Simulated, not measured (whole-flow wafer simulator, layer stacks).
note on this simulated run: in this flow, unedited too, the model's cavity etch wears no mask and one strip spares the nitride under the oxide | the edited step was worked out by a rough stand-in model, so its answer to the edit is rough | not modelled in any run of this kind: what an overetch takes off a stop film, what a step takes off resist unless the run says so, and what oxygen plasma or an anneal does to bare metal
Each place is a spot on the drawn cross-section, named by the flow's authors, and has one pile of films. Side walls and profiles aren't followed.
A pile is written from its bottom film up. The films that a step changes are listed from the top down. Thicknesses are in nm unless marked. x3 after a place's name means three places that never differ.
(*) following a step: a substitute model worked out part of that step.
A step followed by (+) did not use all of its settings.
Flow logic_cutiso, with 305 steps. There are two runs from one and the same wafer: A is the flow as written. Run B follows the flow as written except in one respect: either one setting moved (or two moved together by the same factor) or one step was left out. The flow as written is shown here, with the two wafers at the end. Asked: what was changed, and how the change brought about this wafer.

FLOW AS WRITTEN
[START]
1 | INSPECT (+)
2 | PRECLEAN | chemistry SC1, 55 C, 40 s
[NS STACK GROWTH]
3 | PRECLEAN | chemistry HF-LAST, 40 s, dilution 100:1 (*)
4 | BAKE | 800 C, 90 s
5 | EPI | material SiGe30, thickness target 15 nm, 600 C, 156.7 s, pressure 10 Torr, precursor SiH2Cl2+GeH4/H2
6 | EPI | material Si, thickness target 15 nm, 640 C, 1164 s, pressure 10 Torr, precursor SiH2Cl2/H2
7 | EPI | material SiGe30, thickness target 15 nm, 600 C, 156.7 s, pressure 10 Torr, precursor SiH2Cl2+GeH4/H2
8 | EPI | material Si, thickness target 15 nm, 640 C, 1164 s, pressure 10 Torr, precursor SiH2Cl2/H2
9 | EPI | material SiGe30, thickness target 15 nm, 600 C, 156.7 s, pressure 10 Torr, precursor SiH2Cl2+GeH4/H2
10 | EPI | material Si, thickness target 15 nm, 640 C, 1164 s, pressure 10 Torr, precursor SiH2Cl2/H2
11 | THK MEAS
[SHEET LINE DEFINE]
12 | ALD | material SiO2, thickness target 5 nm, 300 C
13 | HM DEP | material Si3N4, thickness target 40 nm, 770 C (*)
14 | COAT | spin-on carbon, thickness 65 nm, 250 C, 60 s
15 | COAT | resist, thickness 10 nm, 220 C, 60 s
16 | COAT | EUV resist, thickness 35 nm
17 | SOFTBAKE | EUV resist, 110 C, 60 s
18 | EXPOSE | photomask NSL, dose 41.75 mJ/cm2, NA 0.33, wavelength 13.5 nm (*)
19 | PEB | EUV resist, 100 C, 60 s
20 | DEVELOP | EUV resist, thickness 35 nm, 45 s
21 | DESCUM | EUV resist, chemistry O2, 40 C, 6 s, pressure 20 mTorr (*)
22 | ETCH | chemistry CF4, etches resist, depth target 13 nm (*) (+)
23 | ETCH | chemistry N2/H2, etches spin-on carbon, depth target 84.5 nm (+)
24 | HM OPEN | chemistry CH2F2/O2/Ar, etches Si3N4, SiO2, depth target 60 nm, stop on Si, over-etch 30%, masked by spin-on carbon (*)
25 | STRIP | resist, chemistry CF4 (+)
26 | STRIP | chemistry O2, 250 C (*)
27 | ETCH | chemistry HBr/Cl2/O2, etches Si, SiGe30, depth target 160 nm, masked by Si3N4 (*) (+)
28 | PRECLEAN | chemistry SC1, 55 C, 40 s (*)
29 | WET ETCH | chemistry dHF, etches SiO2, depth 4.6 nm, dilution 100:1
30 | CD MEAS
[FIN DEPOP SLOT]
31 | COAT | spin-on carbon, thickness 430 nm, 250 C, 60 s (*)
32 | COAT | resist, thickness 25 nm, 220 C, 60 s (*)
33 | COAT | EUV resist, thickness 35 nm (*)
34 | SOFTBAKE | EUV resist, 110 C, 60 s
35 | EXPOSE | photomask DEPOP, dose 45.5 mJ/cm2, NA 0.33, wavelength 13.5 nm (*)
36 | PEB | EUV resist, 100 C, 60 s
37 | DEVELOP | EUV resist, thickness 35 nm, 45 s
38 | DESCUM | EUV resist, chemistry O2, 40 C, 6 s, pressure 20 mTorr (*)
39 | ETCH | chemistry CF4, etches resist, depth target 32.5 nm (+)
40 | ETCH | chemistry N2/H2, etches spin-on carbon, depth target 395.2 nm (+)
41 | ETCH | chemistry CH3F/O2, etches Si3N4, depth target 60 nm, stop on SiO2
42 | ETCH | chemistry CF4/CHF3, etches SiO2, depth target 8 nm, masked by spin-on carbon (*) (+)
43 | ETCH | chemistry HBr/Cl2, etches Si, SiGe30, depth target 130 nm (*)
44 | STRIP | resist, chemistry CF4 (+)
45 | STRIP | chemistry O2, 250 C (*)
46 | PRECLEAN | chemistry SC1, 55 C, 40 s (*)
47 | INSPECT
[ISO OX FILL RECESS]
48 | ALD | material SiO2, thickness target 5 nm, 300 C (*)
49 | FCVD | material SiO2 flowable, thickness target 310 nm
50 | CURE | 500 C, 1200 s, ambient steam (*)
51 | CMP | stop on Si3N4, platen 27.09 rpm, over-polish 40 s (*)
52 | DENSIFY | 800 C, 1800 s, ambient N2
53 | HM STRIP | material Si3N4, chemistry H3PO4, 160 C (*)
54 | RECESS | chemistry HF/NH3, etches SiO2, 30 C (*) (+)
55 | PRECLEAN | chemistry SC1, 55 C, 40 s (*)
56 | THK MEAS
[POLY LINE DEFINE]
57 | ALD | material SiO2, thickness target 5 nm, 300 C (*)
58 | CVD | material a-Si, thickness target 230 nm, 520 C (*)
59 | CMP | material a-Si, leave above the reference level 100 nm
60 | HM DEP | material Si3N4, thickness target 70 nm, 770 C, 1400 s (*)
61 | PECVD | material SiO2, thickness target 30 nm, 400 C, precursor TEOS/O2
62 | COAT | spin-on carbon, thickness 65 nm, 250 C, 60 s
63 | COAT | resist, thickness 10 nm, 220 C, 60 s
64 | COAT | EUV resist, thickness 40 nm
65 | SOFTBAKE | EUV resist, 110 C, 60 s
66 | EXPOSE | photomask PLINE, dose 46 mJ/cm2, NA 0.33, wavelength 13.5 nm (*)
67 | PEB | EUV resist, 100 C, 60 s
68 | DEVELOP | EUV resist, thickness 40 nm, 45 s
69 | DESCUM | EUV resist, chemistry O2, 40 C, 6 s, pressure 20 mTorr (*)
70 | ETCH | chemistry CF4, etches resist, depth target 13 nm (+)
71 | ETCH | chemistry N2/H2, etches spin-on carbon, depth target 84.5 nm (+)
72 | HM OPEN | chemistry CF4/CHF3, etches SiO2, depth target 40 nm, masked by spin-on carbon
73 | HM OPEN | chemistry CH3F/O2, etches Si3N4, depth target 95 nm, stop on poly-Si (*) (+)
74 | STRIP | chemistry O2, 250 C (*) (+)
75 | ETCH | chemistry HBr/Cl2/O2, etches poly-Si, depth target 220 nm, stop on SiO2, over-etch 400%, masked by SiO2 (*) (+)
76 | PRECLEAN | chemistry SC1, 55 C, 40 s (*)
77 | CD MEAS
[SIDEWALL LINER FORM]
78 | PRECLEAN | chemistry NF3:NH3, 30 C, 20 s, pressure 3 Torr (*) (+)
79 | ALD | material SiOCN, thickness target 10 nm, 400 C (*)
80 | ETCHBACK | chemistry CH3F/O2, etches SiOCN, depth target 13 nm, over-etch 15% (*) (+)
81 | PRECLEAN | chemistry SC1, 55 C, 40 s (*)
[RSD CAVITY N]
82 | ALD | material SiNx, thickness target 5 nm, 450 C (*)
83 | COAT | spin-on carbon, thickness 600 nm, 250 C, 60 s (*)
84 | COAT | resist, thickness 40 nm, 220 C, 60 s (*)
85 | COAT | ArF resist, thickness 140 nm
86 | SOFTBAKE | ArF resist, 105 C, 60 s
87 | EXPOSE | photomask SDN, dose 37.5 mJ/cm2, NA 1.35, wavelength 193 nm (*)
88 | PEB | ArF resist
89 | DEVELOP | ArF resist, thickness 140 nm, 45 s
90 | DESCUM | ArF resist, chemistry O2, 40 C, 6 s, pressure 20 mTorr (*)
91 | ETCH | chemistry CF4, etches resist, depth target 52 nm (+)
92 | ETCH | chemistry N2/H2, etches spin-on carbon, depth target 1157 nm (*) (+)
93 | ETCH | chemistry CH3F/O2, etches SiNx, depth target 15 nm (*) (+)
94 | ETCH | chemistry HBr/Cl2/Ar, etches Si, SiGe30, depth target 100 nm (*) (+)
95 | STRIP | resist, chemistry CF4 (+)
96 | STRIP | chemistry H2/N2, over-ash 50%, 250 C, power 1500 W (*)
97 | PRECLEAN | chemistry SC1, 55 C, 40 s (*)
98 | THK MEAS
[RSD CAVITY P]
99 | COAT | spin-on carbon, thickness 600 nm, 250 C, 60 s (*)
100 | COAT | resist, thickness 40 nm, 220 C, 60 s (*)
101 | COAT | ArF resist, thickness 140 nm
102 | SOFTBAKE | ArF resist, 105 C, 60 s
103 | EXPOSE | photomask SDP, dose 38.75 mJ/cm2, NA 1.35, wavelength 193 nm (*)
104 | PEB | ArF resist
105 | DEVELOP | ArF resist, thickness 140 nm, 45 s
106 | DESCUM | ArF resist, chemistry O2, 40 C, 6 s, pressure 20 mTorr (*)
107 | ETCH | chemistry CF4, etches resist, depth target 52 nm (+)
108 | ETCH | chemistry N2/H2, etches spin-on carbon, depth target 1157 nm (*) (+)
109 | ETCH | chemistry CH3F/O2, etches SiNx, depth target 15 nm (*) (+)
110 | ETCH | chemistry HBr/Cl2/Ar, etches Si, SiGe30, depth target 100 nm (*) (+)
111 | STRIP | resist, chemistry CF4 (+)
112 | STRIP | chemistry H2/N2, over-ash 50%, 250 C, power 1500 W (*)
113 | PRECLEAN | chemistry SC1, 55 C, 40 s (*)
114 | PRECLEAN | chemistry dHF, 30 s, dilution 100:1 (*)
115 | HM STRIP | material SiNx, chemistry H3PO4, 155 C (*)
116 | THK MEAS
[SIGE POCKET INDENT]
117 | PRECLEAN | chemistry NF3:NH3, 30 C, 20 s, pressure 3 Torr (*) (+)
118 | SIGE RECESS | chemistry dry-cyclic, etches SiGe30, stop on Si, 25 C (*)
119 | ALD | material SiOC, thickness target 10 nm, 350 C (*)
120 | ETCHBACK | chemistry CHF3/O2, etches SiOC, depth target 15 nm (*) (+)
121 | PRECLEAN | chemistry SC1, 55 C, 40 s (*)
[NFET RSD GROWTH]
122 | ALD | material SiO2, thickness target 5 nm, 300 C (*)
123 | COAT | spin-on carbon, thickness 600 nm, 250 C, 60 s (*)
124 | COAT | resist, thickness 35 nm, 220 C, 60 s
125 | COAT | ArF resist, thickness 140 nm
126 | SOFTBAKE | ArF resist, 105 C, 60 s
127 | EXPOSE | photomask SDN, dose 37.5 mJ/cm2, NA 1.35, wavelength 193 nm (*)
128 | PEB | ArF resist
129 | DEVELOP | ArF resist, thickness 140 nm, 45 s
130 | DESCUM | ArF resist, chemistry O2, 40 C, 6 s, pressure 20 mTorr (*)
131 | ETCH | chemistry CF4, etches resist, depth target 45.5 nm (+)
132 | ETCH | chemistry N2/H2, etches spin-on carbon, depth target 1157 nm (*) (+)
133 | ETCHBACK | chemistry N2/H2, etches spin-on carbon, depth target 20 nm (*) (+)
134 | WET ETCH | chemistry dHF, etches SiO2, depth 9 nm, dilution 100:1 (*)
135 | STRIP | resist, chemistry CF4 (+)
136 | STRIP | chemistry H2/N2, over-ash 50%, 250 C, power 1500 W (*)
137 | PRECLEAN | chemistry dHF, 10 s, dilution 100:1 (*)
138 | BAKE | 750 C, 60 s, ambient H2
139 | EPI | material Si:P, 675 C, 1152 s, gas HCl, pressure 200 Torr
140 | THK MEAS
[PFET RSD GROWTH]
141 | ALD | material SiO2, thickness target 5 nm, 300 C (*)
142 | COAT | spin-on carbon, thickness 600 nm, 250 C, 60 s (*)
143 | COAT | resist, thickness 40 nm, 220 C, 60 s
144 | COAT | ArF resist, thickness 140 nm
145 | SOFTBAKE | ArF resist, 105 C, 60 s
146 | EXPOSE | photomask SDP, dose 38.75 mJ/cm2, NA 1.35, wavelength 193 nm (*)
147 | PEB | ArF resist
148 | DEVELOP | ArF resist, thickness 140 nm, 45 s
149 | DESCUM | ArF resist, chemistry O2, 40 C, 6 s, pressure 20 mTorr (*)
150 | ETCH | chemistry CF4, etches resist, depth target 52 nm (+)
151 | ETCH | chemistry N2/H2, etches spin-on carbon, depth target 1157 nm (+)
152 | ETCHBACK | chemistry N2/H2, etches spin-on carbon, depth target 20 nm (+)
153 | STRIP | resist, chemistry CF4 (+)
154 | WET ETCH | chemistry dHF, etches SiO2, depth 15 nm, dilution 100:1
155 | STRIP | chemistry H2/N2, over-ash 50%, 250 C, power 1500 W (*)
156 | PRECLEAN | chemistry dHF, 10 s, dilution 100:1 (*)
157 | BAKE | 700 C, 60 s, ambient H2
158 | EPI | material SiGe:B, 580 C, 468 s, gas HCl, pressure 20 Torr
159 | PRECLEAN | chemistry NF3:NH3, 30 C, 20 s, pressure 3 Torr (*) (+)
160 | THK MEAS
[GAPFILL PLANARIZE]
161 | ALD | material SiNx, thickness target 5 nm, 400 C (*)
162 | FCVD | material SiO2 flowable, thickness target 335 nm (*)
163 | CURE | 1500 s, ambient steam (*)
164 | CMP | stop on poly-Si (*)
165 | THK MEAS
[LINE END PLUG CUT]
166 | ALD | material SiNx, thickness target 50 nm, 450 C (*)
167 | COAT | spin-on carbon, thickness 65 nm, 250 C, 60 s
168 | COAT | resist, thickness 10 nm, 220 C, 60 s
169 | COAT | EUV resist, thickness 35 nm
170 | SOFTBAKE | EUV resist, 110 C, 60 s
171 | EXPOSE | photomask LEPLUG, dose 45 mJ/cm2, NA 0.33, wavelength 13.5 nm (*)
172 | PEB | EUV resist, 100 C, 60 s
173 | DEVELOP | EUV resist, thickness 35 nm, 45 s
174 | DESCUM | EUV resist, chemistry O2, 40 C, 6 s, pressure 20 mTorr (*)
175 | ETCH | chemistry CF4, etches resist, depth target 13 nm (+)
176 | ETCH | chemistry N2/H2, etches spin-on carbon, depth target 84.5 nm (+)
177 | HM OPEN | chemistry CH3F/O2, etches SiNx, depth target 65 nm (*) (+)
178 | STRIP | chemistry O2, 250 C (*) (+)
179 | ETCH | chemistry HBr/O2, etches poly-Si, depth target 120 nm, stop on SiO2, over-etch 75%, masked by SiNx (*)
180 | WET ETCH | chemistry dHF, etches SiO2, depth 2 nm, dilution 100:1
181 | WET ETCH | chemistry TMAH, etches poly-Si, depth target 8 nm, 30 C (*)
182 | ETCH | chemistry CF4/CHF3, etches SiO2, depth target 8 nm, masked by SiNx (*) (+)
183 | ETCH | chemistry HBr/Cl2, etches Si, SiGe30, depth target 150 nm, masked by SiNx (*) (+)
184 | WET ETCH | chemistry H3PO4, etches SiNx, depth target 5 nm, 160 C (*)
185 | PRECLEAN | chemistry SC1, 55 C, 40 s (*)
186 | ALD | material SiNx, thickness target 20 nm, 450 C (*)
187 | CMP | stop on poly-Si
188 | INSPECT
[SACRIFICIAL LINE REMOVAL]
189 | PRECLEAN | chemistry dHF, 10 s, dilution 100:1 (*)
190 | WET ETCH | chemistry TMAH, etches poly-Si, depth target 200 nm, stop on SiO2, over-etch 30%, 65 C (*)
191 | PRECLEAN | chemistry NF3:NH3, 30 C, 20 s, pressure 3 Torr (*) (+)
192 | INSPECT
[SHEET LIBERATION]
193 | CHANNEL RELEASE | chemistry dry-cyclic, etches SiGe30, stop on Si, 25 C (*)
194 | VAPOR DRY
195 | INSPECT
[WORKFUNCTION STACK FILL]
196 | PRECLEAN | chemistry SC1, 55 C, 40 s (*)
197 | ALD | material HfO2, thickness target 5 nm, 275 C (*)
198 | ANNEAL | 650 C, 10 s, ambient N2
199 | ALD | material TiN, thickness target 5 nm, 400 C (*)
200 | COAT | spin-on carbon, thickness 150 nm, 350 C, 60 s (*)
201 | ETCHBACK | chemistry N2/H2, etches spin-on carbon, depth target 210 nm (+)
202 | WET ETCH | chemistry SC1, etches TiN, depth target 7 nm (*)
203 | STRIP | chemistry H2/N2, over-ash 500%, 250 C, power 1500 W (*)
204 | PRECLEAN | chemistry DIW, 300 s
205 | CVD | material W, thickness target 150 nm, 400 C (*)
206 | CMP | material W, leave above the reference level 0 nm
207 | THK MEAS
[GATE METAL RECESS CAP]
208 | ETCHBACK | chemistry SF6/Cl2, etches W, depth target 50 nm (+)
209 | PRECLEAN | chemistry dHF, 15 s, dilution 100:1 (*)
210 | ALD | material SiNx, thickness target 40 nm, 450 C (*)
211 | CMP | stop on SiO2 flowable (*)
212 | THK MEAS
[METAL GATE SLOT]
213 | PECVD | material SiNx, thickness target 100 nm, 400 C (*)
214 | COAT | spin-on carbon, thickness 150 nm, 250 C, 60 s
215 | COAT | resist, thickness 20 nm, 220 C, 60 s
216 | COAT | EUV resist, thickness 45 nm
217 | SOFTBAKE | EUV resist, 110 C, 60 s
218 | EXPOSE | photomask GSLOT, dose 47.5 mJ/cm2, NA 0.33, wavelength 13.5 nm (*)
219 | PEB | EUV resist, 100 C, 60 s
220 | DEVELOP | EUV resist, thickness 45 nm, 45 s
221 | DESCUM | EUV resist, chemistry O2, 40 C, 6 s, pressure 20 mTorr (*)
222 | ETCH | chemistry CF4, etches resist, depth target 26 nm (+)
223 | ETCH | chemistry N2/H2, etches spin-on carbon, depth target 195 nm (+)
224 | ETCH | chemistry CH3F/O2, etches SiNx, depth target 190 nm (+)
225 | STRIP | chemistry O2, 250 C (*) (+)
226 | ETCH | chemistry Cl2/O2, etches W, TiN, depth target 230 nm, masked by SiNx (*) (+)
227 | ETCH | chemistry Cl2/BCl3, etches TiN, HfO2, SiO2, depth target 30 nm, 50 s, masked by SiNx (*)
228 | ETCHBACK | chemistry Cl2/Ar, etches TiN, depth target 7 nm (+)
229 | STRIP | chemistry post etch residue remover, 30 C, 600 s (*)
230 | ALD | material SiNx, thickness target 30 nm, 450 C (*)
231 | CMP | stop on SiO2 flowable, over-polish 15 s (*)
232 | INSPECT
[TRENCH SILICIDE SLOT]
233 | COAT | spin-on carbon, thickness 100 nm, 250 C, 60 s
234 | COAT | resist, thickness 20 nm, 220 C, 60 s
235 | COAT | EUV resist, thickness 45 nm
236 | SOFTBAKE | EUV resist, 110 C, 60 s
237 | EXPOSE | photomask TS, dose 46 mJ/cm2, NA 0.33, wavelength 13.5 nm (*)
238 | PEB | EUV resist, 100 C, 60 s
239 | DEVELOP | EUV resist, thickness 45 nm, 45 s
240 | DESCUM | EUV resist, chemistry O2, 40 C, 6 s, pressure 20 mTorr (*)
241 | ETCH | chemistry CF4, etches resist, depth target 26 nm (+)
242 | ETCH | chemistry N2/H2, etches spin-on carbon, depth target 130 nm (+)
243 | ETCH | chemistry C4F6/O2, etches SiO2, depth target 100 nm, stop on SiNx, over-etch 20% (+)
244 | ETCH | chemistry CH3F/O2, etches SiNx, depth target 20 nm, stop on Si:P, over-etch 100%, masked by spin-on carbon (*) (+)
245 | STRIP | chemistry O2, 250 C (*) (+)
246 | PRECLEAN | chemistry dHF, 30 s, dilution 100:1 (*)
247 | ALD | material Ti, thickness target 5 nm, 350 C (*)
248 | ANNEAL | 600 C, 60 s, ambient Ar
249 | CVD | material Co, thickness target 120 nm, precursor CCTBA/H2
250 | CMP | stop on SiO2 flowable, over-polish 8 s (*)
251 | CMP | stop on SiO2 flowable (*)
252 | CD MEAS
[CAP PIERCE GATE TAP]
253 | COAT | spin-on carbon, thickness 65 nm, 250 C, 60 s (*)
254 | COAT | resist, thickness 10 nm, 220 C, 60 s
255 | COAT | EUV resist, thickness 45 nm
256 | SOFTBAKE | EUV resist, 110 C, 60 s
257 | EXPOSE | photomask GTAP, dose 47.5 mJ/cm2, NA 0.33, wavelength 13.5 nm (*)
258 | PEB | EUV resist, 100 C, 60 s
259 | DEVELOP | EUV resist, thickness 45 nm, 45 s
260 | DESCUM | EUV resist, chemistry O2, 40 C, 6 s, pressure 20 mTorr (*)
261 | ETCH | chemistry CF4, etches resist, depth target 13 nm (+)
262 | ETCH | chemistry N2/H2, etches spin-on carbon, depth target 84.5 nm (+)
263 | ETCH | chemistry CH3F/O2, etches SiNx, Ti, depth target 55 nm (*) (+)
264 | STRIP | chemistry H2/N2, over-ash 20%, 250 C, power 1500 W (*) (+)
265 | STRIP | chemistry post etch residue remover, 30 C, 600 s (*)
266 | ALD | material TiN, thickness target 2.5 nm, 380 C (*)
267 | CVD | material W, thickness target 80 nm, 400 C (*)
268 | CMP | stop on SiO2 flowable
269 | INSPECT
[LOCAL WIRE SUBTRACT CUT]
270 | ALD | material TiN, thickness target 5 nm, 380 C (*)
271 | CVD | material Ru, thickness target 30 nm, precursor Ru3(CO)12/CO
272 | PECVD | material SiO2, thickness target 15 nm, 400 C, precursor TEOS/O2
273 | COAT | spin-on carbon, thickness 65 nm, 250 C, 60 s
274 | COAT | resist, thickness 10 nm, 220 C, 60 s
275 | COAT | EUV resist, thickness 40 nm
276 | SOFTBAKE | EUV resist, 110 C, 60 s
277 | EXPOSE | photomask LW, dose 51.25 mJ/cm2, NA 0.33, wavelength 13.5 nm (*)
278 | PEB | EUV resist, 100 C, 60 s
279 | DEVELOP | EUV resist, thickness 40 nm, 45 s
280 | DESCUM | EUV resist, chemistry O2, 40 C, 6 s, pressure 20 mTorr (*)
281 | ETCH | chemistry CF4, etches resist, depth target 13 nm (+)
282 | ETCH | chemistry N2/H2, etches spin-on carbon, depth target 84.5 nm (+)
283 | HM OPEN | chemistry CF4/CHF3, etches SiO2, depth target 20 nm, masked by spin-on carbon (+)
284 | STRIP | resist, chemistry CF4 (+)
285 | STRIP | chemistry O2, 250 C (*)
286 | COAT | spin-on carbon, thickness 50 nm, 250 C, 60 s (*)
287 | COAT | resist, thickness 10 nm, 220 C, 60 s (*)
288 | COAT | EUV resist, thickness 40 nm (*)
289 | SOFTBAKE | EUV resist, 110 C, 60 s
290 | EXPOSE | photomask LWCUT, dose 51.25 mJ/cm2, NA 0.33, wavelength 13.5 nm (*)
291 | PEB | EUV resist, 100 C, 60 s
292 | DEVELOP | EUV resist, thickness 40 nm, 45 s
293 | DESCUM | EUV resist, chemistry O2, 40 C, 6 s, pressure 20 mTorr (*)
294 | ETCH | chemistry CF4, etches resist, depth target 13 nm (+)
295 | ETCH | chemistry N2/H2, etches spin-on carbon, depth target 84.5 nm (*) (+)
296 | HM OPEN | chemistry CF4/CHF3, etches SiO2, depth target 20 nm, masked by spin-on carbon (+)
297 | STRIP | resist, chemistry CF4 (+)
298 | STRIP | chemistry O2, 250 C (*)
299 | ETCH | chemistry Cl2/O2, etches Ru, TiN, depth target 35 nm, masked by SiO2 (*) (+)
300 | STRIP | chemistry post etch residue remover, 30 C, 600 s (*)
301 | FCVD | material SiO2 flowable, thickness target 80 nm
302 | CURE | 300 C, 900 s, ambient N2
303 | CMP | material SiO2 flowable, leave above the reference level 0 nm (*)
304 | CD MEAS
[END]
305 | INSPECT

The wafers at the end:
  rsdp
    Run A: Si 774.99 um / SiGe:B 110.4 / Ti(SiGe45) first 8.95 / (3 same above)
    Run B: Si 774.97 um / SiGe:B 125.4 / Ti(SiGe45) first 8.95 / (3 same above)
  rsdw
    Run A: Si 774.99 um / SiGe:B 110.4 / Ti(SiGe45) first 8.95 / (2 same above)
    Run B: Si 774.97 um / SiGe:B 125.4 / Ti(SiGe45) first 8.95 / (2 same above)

The reason: step 110, ETCH: depth target 115 nm was run, while the flow as written has depth target 100 nm.

The path from the change to this, step by step:
  110 | ETCH | chemistry HBr/Cl2/Ar, etches Si, SiGe30, depth target 100 nm (*) (+)
      rsdp, rsdw: A chemical SiO2 loses 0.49 (all of it), Si loses 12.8 (all of it), SiGe30 loses 15 (all of it), Si loses 15 (all of it), SiGe30 loses 15 (all of it), Si loses 15 (all of it), SiGe30 loses 15 (all of it), Si loses 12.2 | B chemical SiO2 loses 0.49 (all of it), Si loses 12.8 (all of it), SiGe30 loses 15 (all of it), Si loses 15 (all of it), SiGe30 loses 15 (all of it), Si loses 15 (all of it), SiGe30 loses 15 (all of it), Si loses 27.2
  158 | EPI | material SiGe:B, 580 C, 468 s, gas HCl, pressure 20 Torr
      rsdp, rsdw: A SiGe:B gains 116.8 (new film) | B SiGe:B gains 131.8 (new film)
